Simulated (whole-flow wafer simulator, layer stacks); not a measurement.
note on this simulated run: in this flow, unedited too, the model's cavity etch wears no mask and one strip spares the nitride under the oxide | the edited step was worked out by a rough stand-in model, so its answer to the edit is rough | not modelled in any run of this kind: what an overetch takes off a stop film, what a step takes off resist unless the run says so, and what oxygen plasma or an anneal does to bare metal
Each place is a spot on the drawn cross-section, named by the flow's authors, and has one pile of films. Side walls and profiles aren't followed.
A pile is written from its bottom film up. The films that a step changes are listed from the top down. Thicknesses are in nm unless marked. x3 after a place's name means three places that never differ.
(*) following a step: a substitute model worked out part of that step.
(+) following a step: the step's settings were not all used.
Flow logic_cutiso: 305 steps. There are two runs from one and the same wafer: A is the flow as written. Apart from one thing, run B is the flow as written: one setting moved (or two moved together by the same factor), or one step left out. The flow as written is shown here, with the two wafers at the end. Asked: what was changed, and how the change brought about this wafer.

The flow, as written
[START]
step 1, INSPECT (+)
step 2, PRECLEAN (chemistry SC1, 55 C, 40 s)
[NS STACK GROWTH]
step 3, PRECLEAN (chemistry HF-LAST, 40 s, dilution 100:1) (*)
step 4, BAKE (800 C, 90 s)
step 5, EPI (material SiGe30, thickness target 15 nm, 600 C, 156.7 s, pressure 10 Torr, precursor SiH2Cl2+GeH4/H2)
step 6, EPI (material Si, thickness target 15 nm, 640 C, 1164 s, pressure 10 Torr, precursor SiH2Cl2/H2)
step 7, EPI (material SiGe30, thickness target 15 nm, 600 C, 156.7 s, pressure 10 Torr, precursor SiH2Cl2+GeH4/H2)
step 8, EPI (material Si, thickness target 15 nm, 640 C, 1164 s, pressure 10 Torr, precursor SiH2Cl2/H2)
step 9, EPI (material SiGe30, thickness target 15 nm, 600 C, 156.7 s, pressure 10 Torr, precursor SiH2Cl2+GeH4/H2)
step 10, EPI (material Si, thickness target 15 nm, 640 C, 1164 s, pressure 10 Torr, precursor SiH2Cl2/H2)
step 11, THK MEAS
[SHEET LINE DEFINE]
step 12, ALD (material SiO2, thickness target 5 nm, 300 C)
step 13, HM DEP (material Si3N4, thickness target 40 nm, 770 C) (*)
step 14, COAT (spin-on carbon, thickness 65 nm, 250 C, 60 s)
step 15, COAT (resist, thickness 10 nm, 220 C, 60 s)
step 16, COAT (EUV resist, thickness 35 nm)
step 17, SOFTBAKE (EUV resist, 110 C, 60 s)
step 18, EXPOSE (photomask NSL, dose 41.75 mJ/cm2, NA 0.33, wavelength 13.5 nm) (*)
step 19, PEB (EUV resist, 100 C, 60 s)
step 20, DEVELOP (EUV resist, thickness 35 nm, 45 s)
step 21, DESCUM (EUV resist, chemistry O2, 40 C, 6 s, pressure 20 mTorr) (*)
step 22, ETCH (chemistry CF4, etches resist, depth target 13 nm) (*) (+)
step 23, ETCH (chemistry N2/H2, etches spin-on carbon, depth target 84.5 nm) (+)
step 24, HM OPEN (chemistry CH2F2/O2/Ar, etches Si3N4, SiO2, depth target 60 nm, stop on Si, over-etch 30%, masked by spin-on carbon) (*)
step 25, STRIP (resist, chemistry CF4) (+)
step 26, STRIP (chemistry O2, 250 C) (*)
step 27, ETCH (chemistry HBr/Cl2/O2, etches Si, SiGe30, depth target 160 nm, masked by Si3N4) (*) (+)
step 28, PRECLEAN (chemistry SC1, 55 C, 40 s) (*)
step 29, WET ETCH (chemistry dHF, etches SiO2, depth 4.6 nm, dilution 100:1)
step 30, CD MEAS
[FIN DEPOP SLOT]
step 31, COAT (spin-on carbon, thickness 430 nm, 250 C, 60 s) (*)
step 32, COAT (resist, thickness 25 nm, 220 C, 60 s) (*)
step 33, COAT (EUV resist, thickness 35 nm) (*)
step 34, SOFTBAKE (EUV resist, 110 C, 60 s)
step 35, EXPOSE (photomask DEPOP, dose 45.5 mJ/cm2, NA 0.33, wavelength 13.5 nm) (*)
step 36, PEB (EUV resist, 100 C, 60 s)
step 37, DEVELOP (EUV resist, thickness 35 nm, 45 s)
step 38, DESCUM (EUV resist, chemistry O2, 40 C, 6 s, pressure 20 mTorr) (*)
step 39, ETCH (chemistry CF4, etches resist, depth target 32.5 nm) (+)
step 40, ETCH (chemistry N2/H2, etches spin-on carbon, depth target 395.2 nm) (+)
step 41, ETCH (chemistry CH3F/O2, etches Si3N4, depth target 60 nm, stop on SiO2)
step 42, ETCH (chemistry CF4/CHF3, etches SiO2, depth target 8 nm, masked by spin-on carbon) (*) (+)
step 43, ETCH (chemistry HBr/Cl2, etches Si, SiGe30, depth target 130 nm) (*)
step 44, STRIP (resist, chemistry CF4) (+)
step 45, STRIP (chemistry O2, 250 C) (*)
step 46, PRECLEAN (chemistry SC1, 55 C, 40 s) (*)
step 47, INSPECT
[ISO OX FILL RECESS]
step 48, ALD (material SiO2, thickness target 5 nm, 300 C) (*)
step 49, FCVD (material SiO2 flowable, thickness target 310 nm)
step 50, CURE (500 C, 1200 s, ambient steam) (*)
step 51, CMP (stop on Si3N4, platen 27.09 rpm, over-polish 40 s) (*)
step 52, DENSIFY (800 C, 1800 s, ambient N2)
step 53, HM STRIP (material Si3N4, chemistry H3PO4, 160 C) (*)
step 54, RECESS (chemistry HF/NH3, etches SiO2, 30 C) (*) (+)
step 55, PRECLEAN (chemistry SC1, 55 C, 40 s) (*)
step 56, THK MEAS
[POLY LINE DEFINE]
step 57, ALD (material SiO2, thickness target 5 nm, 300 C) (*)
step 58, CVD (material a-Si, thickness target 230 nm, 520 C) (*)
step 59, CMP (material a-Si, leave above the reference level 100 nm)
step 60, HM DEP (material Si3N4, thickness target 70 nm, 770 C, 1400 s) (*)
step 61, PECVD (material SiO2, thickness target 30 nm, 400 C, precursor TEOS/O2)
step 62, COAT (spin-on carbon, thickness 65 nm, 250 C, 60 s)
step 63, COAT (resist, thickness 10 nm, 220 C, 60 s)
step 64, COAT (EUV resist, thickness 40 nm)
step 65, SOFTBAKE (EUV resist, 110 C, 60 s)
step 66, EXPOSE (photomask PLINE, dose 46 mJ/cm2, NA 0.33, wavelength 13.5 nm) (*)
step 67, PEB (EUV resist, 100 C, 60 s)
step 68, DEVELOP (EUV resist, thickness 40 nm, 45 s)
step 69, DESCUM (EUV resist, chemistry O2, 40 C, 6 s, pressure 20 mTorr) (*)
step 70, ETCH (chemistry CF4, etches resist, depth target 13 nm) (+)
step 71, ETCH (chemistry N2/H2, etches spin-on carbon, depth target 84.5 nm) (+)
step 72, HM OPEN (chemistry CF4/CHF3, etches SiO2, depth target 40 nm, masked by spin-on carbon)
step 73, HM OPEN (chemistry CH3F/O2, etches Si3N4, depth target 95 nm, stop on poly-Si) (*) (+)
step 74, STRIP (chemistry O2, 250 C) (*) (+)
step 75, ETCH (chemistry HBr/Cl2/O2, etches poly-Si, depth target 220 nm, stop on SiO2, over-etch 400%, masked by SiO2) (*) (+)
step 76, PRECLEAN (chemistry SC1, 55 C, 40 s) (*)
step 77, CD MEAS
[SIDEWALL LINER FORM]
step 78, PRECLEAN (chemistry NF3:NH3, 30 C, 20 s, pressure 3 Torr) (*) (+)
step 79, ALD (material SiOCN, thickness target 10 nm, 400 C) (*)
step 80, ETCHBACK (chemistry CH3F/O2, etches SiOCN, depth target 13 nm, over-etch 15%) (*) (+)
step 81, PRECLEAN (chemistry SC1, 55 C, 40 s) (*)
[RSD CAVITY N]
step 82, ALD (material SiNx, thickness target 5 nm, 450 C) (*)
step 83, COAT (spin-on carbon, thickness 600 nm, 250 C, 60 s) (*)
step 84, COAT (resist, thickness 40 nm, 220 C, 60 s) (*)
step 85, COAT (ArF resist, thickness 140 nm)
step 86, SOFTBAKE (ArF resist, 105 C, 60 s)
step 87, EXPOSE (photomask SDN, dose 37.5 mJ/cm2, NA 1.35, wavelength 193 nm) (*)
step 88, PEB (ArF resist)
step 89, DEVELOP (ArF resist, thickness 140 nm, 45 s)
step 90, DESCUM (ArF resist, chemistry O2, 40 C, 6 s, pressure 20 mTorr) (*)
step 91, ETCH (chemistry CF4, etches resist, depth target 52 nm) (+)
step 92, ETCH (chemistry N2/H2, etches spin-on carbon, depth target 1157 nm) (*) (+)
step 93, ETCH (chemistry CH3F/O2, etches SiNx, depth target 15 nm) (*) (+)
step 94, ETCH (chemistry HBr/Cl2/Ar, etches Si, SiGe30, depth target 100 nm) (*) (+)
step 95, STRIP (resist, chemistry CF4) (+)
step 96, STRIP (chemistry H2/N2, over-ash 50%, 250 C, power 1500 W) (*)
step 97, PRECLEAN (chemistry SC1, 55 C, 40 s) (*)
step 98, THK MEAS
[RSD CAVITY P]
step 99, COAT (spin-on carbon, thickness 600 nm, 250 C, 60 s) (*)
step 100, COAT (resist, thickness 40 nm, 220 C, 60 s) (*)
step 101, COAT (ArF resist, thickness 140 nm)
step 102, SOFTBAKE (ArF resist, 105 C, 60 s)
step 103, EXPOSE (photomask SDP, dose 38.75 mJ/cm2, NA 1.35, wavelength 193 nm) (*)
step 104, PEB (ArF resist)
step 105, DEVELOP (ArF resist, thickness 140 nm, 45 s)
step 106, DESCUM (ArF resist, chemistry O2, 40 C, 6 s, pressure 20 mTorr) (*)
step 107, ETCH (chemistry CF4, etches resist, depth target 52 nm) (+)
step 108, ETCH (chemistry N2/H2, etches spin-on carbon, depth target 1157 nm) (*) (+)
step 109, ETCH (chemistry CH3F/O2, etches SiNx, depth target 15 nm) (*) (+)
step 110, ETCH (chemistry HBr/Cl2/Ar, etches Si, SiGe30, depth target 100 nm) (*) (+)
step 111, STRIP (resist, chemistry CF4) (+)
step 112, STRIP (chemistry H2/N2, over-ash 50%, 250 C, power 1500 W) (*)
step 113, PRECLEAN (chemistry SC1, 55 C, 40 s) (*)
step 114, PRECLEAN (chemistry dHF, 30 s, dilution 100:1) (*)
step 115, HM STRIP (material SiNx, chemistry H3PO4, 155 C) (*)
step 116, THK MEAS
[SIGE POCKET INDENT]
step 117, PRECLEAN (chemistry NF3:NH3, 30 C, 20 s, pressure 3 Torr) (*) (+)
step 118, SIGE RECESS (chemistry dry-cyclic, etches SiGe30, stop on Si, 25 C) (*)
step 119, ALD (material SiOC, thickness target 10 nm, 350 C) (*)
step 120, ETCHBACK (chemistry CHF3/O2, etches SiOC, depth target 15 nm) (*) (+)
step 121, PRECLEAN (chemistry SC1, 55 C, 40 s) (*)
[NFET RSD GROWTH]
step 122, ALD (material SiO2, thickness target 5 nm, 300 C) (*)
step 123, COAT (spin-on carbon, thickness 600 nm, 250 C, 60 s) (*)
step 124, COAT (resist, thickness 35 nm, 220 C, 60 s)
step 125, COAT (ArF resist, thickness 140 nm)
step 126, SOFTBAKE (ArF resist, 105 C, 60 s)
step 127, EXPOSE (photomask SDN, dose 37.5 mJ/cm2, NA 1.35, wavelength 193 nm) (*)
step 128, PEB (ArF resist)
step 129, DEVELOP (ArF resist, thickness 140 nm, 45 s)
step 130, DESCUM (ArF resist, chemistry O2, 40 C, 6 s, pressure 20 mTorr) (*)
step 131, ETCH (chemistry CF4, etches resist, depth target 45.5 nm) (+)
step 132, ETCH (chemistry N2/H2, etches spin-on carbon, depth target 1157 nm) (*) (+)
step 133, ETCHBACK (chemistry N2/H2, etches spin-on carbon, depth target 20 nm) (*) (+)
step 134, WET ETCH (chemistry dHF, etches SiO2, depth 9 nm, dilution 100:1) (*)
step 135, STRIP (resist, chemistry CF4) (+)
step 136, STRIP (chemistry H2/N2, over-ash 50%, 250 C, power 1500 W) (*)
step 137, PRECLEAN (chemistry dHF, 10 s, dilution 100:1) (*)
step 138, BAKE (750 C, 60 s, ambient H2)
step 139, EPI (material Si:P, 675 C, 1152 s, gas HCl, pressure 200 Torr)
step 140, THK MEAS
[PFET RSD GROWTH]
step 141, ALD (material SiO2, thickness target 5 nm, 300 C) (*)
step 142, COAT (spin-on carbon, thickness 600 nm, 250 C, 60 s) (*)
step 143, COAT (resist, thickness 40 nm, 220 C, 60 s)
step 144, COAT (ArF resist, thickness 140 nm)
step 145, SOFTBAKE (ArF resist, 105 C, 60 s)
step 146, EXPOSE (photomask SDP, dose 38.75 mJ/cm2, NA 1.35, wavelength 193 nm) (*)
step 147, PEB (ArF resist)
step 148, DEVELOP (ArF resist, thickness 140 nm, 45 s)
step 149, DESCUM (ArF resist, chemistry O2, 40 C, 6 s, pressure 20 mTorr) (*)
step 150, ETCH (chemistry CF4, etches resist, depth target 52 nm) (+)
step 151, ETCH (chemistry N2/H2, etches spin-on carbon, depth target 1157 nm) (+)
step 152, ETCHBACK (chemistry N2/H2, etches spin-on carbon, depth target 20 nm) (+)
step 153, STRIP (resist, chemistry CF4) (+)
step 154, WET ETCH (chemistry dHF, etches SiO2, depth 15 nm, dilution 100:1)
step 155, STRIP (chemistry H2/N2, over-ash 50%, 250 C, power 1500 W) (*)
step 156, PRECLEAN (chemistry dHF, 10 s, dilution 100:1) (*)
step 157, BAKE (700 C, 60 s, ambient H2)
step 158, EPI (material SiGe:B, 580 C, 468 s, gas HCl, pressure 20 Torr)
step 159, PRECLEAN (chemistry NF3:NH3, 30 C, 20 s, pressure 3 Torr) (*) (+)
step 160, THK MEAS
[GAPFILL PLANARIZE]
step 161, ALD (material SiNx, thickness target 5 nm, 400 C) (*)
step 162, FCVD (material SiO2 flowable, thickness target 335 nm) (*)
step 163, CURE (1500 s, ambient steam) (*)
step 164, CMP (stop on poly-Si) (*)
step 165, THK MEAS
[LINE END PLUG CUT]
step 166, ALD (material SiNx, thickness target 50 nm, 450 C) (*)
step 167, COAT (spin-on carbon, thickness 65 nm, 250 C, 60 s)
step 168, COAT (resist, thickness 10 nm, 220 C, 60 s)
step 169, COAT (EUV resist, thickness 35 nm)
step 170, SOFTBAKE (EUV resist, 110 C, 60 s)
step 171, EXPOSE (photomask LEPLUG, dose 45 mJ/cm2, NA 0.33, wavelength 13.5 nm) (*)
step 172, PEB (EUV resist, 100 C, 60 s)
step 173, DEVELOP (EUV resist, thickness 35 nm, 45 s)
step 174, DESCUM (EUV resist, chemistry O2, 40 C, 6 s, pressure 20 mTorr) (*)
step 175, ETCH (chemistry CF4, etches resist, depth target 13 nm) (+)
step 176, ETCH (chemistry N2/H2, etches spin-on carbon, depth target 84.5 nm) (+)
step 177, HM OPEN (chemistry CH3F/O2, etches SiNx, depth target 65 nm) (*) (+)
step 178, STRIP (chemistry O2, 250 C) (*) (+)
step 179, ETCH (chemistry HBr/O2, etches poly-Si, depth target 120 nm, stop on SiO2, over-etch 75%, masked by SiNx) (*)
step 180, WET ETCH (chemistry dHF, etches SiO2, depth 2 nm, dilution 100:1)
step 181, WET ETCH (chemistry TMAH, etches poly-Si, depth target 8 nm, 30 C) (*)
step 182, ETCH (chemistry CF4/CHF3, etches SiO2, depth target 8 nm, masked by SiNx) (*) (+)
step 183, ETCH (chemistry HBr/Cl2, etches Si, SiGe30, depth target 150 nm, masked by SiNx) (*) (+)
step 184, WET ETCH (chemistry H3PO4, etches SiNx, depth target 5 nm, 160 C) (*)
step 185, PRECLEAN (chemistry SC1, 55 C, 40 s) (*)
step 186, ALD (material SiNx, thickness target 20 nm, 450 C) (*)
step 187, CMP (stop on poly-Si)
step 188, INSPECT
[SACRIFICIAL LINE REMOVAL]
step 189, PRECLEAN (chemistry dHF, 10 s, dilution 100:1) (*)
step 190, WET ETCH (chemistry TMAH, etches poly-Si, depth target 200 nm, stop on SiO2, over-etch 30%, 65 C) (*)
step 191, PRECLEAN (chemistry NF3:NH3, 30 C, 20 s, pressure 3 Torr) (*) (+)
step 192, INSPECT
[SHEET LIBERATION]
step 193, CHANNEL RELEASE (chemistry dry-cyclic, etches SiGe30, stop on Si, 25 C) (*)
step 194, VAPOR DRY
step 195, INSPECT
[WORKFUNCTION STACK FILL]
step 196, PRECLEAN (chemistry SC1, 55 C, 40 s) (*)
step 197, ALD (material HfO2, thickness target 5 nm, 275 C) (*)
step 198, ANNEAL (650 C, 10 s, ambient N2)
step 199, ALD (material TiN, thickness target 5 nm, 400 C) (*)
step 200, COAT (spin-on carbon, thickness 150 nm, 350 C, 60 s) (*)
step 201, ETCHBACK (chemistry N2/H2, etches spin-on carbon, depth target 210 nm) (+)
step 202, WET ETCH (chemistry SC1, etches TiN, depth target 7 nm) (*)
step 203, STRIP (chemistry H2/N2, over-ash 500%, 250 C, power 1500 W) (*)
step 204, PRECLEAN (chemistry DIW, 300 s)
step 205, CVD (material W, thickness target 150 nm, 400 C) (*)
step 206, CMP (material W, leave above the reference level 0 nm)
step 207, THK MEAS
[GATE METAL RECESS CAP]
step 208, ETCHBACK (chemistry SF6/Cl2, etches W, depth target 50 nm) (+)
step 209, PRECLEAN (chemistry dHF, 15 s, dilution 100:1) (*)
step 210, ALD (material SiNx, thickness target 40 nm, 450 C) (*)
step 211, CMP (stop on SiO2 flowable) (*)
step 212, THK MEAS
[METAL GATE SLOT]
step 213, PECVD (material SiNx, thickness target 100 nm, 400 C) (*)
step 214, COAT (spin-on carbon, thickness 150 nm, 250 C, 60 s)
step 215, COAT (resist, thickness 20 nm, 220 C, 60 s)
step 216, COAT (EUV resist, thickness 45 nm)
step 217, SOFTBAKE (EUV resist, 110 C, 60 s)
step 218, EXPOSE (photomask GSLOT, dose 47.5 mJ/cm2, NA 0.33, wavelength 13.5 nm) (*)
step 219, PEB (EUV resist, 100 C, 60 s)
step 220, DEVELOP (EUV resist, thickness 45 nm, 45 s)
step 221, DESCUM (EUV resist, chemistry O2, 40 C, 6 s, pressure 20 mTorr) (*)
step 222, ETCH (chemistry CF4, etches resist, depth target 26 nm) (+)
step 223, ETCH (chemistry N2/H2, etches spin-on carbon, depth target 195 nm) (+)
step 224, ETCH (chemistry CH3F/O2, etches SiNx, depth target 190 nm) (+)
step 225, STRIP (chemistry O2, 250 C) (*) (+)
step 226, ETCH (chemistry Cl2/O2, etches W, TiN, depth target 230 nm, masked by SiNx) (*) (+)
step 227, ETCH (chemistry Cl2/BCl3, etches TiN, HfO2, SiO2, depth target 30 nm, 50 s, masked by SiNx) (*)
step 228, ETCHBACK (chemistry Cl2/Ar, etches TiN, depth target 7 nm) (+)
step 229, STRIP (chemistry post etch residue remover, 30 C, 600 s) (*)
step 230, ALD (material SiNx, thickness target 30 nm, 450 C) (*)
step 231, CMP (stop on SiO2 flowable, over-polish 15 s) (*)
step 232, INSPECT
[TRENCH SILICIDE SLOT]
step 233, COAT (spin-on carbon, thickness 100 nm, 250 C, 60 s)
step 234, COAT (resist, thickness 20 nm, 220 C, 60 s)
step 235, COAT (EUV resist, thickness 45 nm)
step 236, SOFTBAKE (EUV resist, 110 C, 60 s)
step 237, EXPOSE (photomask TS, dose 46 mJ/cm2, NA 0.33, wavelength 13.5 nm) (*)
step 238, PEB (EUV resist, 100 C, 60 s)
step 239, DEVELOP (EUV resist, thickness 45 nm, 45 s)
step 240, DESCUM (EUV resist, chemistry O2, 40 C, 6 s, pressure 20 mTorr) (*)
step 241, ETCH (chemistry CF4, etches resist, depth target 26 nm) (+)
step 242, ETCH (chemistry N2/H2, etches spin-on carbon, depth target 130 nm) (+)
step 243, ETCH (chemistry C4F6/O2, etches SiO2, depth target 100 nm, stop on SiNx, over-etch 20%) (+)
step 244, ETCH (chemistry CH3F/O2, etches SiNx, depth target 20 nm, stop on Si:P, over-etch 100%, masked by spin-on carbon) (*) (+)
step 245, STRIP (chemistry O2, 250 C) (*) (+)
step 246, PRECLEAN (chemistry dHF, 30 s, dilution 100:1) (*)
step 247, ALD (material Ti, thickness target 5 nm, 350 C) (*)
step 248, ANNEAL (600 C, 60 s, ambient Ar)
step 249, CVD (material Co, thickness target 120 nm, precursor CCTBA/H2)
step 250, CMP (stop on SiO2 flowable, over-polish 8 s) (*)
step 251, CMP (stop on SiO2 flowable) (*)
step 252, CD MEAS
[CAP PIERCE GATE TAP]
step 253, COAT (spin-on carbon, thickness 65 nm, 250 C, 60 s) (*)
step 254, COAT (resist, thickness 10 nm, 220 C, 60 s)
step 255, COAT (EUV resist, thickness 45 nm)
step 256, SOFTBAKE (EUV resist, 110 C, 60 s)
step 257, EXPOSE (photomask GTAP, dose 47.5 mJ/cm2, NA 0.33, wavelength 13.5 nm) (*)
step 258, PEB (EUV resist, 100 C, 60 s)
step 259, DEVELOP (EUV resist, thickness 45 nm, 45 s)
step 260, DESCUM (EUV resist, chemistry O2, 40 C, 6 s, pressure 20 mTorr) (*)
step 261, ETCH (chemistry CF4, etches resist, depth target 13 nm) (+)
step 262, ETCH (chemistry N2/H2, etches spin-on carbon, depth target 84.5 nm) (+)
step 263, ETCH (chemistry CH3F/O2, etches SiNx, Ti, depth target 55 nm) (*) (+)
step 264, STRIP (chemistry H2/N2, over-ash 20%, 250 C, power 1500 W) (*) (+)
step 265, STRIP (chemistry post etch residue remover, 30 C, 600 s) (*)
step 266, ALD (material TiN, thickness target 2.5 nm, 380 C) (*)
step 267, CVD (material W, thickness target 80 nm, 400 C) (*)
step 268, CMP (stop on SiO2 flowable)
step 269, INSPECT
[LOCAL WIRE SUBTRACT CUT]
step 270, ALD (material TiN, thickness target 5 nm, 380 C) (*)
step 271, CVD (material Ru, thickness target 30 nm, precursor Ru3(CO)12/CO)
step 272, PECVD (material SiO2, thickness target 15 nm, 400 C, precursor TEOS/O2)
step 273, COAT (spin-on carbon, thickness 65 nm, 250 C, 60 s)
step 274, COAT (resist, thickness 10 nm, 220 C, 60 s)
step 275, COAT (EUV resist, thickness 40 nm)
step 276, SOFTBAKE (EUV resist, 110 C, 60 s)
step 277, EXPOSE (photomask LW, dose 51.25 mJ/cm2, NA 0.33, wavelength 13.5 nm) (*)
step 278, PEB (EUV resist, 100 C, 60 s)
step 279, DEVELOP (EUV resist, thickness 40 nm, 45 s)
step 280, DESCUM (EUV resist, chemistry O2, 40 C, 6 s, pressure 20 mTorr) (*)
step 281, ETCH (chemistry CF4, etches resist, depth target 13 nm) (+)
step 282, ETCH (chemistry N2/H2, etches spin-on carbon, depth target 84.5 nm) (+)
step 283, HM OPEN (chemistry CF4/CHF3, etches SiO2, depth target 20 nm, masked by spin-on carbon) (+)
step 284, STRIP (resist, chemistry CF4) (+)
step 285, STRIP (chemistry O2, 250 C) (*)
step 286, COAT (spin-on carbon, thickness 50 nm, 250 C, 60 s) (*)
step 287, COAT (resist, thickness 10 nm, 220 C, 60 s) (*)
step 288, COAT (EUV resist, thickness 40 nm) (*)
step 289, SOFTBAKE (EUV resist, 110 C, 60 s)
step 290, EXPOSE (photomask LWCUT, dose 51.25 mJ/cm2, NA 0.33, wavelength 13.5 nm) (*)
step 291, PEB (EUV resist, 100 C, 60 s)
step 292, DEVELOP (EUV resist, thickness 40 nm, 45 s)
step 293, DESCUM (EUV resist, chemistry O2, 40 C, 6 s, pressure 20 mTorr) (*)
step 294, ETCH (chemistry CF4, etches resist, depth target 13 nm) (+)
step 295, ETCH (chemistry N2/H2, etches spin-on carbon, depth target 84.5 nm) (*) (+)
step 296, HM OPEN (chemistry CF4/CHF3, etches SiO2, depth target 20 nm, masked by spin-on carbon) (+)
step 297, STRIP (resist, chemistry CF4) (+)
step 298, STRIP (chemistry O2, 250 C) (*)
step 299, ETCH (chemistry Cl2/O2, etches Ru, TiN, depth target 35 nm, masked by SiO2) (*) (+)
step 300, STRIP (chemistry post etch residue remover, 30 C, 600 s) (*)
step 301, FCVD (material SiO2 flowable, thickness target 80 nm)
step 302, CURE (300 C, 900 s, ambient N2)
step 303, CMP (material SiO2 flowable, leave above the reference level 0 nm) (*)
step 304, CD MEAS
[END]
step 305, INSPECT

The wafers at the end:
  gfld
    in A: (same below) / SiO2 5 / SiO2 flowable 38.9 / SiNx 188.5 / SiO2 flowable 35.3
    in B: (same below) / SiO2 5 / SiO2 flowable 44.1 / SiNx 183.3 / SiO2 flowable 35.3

The reason: step 227, ETCH: depth target 24.8 nm was run, whereas the flow has depth target 30 nm.

How this came from the change, step by step:
  step 227, ETCH (chemistry Cl2/BCl3, etches TiN, HfO2, SiO2, depth target 30 nm, 50 s, masked by SiNx) (*)
      gfld: A HfO2 loses 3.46 (all of it), SiO2 flowable loses 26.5 | B HfO2 loses 3.46 (all of it), SiO2 flowable loses 21.3
